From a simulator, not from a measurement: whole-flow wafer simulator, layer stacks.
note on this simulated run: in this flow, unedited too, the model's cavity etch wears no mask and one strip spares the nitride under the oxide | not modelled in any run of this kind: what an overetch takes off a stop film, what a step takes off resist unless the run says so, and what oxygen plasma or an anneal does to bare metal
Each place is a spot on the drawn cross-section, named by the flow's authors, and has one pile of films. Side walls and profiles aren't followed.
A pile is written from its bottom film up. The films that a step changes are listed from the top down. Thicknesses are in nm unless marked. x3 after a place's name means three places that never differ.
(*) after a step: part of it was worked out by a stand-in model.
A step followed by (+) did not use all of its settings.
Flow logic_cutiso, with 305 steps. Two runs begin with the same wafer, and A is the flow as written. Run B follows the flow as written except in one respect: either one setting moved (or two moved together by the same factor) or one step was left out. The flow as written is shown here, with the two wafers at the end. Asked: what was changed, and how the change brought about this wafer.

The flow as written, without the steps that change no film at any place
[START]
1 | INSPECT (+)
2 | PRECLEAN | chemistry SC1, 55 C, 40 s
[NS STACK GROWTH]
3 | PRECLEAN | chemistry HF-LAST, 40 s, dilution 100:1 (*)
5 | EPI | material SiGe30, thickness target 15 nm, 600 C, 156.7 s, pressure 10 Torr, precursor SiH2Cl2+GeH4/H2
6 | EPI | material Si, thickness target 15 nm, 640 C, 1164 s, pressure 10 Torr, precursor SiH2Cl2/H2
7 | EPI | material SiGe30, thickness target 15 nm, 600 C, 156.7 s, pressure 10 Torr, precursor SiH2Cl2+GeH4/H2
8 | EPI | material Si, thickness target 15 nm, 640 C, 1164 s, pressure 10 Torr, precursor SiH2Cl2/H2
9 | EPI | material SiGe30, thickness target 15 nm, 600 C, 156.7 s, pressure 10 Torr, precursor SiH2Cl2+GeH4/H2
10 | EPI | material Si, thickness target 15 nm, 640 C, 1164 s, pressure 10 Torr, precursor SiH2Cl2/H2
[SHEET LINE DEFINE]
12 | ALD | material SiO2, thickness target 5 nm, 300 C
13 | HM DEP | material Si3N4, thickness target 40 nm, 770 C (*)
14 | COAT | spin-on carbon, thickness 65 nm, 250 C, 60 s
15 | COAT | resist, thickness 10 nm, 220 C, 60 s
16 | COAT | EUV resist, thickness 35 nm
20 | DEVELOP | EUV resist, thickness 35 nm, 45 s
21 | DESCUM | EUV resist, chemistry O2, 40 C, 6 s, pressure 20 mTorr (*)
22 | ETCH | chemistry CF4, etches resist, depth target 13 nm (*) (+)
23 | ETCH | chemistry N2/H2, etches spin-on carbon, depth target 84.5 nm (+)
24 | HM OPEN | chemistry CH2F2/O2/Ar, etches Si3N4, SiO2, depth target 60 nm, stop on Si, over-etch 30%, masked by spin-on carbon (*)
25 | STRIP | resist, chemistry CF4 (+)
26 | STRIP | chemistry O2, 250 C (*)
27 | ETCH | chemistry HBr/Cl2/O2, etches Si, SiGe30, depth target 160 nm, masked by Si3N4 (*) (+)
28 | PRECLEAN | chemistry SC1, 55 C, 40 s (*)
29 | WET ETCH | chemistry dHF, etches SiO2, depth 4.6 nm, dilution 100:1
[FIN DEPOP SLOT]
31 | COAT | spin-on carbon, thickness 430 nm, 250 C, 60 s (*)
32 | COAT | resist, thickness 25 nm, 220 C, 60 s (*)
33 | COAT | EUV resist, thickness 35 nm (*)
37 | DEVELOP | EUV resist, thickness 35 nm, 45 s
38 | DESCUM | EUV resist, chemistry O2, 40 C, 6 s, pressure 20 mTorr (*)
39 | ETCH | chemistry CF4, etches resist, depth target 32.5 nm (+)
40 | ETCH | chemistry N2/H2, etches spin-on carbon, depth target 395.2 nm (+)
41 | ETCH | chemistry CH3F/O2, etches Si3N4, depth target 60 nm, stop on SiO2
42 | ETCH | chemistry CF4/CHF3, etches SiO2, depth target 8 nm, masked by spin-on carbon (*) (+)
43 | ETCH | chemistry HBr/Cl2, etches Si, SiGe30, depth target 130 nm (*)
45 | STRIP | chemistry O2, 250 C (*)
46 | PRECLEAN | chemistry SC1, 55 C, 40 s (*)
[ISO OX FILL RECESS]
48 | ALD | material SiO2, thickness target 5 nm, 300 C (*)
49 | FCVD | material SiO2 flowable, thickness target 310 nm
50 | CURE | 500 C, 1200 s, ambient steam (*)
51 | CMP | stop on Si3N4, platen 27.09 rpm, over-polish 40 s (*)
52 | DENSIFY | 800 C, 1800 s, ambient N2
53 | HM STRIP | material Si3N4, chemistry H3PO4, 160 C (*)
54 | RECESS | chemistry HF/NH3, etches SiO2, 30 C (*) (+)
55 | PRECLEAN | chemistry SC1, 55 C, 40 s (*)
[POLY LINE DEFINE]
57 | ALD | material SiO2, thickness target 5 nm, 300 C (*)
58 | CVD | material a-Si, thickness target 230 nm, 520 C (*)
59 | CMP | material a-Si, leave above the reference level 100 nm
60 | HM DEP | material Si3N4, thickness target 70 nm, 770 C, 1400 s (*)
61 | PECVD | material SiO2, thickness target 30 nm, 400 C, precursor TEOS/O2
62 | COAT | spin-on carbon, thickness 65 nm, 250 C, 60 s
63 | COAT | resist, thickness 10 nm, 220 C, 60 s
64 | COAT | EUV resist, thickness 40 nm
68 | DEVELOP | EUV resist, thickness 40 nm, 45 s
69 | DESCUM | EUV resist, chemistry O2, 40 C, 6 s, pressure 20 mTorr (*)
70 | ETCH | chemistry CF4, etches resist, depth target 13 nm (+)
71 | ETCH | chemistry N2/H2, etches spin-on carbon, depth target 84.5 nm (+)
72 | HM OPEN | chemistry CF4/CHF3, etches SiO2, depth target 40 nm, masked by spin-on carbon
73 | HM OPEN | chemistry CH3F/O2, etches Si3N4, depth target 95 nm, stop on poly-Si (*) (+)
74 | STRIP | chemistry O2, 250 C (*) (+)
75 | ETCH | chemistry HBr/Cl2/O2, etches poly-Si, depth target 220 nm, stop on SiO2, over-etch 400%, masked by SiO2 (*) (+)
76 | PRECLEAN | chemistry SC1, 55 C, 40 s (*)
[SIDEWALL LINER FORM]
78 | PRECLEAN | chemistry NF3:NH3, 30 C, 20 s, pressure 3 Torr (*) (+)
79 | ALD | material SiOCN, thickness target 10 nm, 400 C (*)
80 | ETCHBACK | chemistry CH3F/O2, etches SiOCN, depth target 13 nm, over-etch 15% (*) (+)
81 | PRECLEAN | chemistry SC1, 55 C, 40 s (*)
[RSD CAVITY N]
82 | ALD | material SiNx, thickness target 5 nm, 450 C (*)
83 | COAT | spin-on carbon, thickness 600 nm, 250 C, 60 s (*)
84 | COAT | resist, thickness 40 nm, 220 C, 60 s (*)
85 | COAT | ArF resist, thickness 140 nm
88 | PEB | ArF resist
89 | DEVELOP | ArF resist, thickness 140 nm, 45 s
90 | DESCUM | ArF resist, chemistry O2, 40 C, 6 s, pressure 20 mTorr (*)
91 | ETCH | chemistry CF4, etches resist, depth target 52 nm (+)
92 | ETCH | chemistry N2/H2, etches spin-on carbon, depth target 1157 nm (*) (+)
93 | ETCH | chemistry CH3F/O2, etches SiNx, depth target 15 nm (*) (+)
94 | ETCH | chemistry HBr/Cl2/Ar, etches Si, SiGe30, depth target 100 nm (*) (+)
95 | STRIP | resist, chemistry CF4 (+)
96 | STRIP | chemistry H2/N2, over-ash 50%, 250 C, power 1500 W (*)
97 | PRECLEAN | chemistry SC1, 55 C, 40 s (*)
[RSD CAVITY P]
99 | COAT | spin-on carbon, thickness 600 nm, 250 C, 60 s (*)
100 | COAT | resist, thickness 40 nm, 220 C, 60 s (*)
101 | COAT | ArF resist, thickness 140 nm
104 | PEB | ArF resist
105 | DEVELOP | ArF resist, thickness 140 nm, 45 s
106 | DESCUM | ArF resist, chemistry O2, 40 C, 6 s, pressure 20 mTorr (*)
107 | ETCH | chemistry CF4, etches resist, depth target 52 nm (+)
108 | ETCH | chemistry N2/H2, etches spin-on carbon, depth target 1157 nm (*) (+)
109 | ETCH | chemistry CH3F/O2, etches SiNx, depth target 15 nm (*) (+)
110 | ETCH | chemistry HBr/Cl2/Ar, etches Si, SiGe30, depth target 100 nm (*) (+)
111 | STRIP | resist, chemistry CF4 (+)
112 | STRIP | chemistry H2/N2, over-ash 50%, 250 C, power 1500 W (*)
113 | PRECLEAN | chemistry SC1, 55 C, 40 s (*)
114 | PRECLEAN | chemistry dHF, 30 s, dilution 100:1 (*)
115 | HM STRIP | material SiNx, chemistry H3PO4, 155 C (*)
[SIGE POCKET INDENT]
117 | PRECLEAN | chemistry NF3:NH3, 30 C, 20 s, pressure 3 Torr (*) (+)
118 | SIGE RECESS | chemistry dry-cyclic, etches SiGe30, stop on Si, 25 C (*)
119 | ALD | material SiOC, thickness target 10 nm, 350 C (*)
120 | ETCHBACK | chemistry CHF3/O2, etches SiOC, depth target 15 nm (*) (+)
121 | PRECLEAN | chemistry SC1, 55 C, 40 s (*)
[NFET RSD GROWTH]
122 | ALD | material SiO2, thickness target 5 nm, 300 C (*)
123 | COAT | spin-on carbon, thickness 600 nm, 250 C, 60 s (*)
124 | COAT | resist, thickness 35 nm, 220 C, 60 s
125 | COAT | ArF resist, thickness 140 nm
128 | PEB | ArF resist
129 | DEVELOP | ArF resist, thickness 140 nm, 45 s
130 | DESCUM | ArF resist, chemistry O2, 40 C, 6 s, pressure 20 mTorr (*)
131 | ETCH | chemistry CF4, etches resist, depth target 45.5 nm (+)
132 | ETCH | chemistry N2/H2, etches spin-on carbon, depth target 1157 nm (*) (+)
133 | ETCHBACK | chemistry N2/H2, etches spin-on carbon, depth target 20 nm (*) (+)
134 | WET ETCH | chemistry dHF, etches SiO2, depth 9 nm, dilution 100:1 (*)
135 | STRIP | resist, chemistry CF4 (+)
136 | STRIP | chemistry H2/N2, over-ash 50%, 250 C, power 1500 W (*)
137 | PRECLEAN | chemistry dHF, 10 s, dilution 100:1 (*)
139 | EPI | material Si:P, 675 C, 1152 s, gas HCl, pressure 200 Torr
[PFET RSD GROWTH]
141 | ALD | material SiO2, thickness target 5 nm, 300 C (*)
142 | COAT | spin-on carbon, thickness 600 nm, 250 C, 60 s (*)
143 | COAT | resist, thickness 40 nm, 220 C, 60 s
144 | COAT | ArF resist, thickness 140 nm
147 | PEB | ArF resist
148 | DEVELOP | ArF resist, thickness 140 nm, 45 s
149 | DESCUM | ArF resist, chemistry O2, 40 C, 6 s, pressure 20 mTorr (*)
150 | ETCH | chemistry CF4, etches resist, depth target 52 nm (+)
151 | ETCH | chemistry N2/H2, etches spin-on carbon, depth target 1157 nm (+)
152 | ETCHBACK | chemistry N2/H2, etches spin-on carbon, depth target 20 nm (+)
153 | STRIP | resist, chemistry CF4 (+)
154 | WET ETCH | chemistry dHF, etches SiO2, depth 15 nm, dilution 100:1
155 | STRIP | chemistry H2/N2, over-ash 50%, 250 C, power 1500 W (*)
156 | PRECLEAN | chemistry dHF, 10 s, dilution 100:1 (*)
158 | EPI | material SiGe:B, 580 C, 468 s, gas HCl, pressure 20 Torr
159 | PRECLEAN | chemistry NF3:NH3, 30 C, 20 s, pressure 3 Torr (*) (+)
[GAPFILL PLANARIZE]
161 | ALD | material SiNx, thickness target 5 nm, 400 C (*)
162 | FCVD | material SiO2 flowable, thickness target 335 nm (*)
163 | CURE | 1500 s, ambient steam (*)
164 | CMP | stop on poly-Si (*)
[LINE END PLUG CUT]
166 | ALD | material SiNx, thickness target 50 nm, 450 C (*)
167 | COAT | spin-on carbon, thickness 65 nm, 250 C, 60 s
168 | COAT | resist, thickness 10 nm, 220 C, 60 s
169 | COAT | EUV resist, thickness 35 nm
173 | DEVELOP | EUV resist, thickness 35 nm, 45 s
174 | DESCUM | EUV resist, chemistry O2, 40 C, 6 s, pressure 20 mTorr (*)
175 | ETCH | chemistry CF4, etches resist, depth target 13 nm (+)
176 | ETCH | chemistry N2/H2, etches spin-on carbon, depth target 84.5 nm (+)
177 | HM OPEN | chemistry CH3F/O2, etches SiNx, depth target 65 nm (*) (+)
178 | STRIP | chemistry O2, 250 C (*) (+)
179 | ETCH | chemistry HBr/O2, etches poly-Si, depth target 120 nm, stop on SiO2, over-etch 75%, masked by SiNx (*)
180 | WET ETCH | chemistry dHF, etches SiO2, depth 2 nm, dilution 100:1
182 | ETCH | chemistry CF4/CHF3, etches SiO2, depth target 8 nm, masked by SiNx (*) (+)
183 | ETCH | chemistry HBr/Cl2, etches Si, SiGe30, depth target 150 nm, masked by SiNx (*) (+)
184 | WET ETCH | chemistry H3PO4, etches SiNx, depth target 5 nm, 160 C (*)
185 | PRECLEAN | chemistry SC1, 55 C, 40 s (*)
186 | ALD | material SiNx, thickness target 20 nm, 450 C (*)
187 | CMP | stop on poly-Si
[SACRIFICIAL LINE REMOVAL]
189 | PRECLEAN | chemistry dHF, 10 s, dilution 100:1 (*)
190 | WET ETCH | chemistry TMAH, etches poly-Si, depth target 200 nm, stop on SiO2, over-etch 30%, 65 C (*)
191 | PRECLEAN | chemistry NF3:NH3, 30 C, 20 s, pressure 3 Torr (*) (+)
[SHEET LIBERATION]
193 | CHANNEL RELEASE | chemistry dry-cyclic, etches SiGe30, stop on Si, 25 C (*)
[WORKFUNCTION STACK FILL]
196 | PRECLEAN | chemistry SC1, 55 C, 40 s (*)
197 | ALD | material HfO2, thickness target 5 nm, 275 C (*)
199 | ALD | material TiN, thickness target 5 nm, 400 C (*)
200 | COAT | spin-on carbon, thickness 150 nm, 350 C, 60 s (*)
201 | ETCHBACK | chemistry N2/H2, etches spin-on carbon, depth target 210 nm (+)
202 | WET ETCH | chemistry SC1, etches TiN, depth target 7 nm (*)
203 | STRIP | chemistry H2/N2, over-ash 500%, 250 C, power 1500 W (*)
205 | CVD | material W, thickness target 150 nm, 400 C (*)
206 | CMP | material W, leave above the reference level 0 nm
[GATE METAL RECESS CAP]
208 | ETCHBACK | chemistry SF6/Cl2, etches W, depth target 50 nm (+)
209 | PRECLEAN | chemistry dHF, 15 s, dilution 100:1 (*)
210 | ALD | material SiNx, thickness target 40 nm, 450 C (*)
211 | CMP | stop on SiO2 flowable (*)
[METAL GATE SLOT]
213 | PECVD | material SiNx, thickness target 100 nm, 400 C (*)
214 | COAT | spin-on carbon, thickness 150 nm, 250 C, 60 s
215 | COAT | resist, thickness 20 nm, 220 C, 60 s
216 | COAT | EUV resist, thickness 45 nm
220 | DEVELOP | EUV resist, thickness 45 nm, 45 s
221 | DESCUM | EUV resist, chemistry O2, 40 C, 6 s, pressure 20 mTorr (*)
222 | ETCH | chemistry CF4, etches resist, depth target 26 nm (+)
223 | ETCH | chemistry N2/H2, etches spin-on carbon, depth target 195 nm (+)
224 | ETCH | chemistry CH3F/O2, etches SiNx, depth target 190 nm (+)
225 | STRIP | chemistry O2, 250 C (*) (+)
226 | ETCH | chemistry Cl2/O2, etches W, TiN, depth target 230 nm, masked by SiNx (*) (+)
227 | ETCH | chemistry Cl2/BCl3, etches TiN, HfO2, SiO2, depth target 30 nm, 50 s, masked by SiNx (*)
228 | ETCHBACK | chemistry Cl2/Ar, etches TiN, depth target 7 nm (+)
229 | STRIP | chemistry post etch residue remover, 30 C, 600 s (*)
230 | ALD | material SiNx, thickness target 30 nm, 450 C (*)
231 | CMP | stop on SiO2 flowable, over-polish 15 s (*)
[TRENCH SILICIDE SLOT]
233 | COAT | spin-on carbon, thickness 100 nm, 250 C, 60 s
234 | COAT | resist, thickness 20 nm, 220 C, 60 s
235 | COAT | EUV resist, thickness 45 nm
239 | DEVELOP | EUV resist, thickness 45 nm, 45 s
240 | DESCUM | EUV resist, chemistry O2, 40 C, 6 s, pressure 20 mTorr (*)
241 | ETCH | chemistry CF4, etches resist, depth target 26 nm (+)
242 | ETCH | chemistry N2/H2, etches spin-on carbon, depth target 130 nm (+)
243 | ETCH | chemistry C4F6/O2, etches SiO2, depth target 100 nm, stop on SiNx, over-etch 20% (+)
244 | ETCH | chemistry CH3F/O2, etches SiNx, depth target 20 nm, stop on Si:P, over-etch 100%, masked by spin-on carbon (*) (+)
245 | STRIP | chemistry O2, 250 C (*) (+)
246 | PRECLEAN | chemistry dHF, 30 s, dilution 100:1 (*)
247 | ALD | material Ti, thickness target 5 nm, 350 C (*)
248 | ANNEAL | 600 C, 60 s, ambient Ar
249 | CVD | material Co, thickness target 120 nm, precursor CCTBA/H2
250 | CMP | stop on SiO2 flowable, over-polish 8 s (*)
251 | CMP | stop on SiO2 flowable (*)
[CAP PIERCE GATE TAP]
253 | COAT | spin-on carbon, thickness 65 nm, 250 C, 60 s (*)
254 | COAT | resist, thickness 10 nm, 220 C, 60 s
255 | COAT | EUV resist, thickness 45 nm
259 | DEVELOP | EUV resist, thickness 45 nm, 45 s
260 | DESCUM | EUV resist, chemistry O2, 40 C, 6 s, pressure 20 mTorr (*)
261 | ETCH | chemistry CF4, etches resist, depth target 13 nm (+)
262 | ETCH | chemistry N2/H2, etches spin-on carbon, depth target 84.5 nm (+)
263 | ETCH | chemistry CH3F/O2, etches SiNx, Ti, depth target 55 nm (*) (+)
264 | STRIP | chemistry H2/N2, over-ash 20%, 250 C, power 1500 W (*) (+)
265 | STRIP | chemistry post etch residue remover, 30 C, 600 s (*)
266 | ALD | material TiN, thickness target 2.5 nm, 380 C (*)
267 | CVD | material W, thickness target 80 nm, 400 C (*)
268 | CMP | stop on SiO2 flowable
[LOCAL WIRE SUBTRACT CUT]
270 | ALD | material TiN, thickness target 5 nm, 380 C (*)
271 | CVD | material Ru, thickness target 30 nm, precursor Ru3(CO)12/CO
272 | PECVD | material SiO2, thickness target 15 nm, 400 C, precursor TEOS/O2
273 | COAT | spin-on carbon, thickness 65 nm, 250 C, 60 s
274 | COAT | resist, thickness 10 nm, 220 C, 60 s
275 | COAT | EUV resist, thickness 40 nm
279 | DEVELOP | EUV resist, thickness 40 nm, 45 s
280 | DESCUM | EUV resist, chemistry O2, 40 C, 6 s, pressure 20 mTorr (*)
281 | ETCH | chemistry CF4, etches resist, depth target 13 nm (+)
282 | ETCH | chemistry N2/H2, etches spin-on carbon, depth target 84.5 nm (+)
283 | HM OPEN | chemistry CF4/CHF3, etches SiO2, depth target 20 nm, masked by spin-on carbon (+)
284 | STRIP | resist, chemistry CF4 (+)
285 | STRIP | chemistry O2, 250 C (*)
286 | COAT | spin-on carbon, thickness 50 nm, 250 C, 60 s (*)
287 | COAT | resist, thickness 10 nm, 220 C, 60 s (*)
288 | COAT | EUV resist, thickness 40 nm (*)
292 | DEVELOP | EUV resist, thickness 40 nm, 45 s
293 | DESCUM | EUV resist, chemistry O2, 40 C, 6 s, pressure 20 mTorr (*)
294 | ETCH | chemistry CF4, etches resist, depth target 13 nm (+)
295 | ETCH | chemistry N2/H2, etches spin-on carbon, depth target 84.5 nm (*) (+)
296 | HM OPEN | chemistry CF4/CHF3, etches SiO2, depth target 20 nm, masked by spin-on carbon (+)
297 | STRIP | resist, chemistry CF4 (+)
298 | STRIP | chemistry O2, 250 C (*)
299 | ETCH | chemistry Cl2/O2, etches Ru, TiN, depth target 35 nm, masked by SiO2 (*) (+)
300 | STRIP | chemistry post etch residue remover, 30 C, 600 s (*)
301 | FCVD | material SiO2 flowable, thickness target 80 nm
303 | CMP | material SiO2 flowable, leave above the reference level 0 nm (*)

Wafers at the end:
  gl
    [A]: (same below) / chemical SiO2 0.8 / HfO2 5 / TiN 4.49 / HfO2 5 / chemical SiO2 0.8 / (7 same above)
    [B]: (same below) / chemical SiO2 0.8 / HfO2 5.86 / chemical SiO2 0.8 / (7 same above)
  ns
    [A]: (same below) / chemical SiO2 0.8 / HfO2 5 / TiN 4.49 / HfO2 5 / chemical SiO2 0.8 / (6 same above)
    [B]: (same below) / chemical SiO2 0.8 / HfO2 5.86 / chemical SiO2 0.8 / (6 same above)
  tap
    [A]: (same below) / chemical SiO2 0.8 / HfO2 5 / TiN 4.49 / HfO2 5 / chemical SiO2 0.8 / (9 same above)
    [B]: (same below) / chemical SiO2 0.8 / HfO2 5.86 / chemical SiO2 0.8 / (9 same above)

What caused this: step 9, EPI: thickness target 6.4 nm was run, whereas the flow has thickness target 15 nm; step 9, EPI: 66.6 s was run, where the flow has 156.7 s.

The path from the change to this, step by step:
  9 | EPI | material SiGe30, thickness target 15 nm, 600 C, 156.7 s, pressure 10 Torr, precursor SiH2Cl2+GeH4/H2
      depop, dpovl, gfld and 19 more: A +15 SiGe30 (new film) | B +6.38 SiGe30 (new film)
  27 | ETCH | chemistry HBr/Cl2/O2, etches Si, SiGe30, depth target 160 nm, masked by Si3N4 (*) (+)
      gfld, gxf, iso, lnri: A -0.79 chemical SiO2 (all of it), -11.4 Si (all of it), -15 SiGe30 (all of it), -15 Si (all of it), -15 SiGe30 (all of it), -15 Si (all of it), -15 SiGe30 (all of it), -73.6 Si | B -0.79 chemical SiO2 (all of it), -11.4 Si (all of it), -6.38 SiGe30 (all of it), -15 Si (all of it), -15 SiGe30 (all of it), -15 Si (all of it), -15 SiGe30 (all of it), -82.3 Si
      dpovl, nsgap: A -0.79 chemical SiO2 (all of it), -11.8 Si (all of it), -15 SiGe30 (all of it), -15 Si (all of it), -15 SiGe30 (all of it), -15 Si (all of it), -15 SiGe30 (all of it), -73.2 Si | B -0.79 chemical SiO2 (all of it), -11.8 Si (all of it), -6.38 SiGe30 (all of it), -15 Si (all of it), -15 SiGe30 (all of it), -15 Si (all of it), -15 SiGe30 (all of it), -81.9 Si
      (as well as at 1 more place)
  43 | ETCH | chemistry HBr/Cl2, etches Si, SiGe30, depth target 130 nm (*)
      depop: A -14 Si (all of it), -15 SiGe30 (all of it), -15 Si (all of it), -15 SiGe30 (all of it), -15 Si (all of it), -15 SiGe30 (all of it), -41 Si | B -14 Si (all of it), -6.38 SiGe30 (all of it), -15 Si (all of it), -15 SiGe30 (all of it), -15 Si (all of it), -15 SiGe30 (all of it), -49.6 Si
  94 | ETCH | chemistry HBr/Cl2/Ar, etches Si, SiGe30, depth target 100 nm (*) (+)
      rsdn, rsdx: A -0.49 chemical SiO2 (all of it), -12.8 Si (all of it), -15 SiGe30 (all of it), -15 Si (all of it), -15 SiGe30 (all of it), -15 Si (all of it), -15 SiGe30 (all of it), -12.2 Si | B -0.49 chemical SiO2 (all of it), -12.8 Si (all of it), -6.38 SiGe30 (all of it), -15 Si (all of it), -15 SiGe30 (all of it), -15 Si (all of it), -15 SiGe30 (all of it), -20.8 Si
  110 | ETCH | chemistry HBr/Cl2/Ar, etches Si, SiGe30, depth target 100 nm (*) (+)
      rsdp, rsdw: A -0.49 chemical SiO2 (all of it), -12.8 Si (all of it), -15 SiGe30 (all of it), -15 Si (all of it), -15 SiGe30 (all of it), -15 Si (all of it), -15 SiGe30 (all of it), -12.2 Si | B -0.49 chemical SiO2 (all of it), -12.8 Si (all of it), -6.38 SiGe30 (all of it), -15 Si (all of it), -15 SiGe30 (all of it), -15 Si (all of it), -15 SiGe30 (all of it), -20.8 Si
  118 | SIGE RECESS | chemistry dry-cyclic, etches SiGe30, stop on Si, 25 C (*)
      lnr, lnrp, lnrt: A -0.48 SiOCN, -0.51 Si, +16 cavity (new film), -15 SiGe30 (all of it), -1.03 Si, +16 cavity (new film), -15 SiGe30 (all of it), -1.03 Si, +16 cavity (new film), -15 SiGe30 (all of it), -0.51 Si | B -0.48 SiOCN, -0.51 Si, +7.4 cavity (new film), -6.38 SiGe30 (all of it), -1.03 Si, +16 cavity (new film), -15 SiGe30 (all of it), -1.03 Si, +16 cavity (new film), -15 SiGe30 (all of it), -0.51 Si
  119 | ALD | material SiOC, thickness target 10 nm, 350 C (*)
      lnr, lnrp, lnrt: A +10 SiOC (new film), +16 SiOC (new film), -16 cavity (all of it), +16 SiOC (new film), -16 cavity (all of it), +16 SiOC (new film), -16 cavity (all of it) | B +10 SiOC (new film), +7.4 SiOC (new film), -7.4 cavity (all of it), +16 SiOC (new film), -16 cavity (all of it), +16 SiOC (new film), -16 cavity (all of it)
  183 | ETCH | chemistry HBr/Cl2, etches Si, SiGe30, depth target 150 nm, masked by SiNx (*) (+)
      plug: A -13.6 Si (all of it), -15 SiGe30 (all of it), -15 Si (all of it), -15 SiGe30 (all of it), -15 Si (all of it), -15 SiGe30 (all of it), -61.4 Si | B -13.6 Si (all of it), -6.38 SiGe30 (all of it), -15 Si (all of it), -15 SiGe30 (all of it), -15 Si (all of it), -15 SiGe30 (all of it), -70.1 Si
  193 | CHANNEL RELEASE | chemistry dry-cyclic, etches SiGe30, stop on Si, 25 C (*)
      gl, glp, gxn, gxp, ns, tap: A +0.8 chemical SiO2 (new film), -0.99 Si, +0.8 chemical SiO2 (new film), +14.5 cavity (new film), +0.8 chemical SiO2 (new film), -15 SiGe30 (all of it), -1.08 Si, +0.8 chemical SiO2 (new film), +14.5 cavity (new film), +0.8 chemical SiO2 (new film), -15 SiGe30 (all of it), -1.08 Si, +0.8 chemical SiO2 (new film), +14.5 cavity (new film), +0.8 chemical SiO2 (new film), -15 SiGe30 (all of it), -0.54 Si | B +0.8 chemical SiO2 (new film), -0.99 Si, +0.8 chemical SiO2 (new film), +5.86 cavity (new film), +0.8 chemical SiO2 (new film), -6.38 SiGe30 (all of it), -1.08 Si, +0.8 chemical SiO2 (new film), +14.5 cavity (new film), +0.8 chemical SiO2 (new film), -15 SiGe30 (all of it), -1.08 Si, +0.8 chemical SiO2 (new film), +14.5 cavity (new film), +0.8 chemical SiO2 (new film), -15 SiGe30 (all of it), -0.54 Si
  197 | ALD | material HfO2, thickness target 5 nm, 275 C (*)
      gl, glp, gxn, gxp, ns, tap: A +5 HfO2 (new film), +5 HfO2 (new film), -10 cavity, +5 HfO2 (new film), +5 HfO2 (new film), -10 cavity, +5 HfO2 (new film), +5 HfO2 (new film), -10 cavity, +5 HfO2 (new film) | B +5 HfO2 (new film), +5.86 HfO2 (new film), -5.86 cavity (all of it), +5 HfO2 (new film), -10 cavity, +5 HfO2 (new film), +5 HfO2 (new film), -10 cavity, +5 HfO2 (new film)
  199 | ALD | material TiN, thickness target 5 nm, 400 C (*)
      gl, glp, tap: A +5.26 TiN (new film), +4.49 TiN (new film), -4.49 cavity (all of it), +4.49 TiN (new film), -4.49 cavity (all of it), +4.49 TiN (new film), -4.49 cavity (all of it) | B +5.26 TiN (new film), +4.49 TiN (new film), -4.49 cavity (all of it), +4.49 TiN (new film), -4.49 cavity (all of it)
      gxn, gxp, ns: A +5 TiN (new film), +4.49 TiN (new film), -4.49 cavity (all of it), +4.49 TiN (new film), -4.49 cavity (all of it), +4.49 TiN (new film), -4.49 cavity (all of it) | B +5 TiN (new film), +4.49 TiN (new film), -4.49 cavity (all of it), +4.49 TiN (new film), -4.49 cavity (all of it)
If metal films that touch count as one body, gl has 3 bodies (between them, from the top down: HfO2 5 / chemical SiO2 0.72 / Si 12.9 / chemical SiO2 0.8 / HfO2 5.86 / chemical SiO2 0.8 / Si 13.9 / chemical SiO2 0.8 / HfO2 5; HfO2 5 / chemical SiO2 0.8 / Si 13.9 / chemical SiO2 0.8 / HfO2 5); the flow as written gives 4 bodies (between them, from the top down: HfO2 5 / chemical SiO2 0.72 / Si 12.9 / chemical SiO2 0.8 / HfO2 5; HfO2 5 / chemical SiO2 0.8 / Si 13.9 / chemical SiO2 0.8 / HfO2 5; HfO2 5 / chemical SiO2 0.8 / Si 13.9 / chemical SiO2 0.8 / HfO2 5).
If metal films that touch count as one body, ns has 3 bodies (between them, from the top down: HfO2 5 / chemical SiO2 0.72 / Si 12.9 / chemical SiO2 0.8 / HfO2 5.86 / chemical SiO2 0.8 / Si 13.9 / chemical SiO2 0.8 / HfO2 5; HfO2 5 / chemical SiO2 0.8 / Si 13.9 / chemical SiO2 0.8 / HfO2 5); the flow as written gives 4 bodies (between them, from the top down: HfO2 5 / chemical SiO2 0.72 / Si 12.9 / chemical SiO2 0.8 / HfO2 5; HfO2 5 / chemical SiO2 0.8 / Si 13.9 / chemical SiO2 0.8 / HfO2 5; HfO2 5 / chemical SiO2 0.8 / Si 13.9 / chemical SiO2 0.8 / HfO2 5).
If metal films that touch count as one body, tap has 3 bodies (between them, from the top down: HfO2 5 / chemical SiO2 0.72 / Si 12.9 / chemical SiO2 0.8 / HfO2 5.86 / chemical SiO2 0.8 / Si 13.9 / chemical SiO2 0.8 / HfO2 5; HfO2 5 / chemical SiO2 0.8 / Si 13.9 / chemical SiO2 0.8 / HfO2 5); the flow as written gives 4 bodies (between them, from the top down: HfO2 5 / chemical SiO2 0.72 / Si 12.9 / chemical SiO2 0.8 / HfO2 5; HfO2 5 / chemical SiO2 0.8 / Si 13.9 / chemical SiO2 0.8 / HfO2 5; HfO2 5 / chemical SiO2 0.8 / Si 13.9 / chemical SiO2 0.8 / HfO2 5).
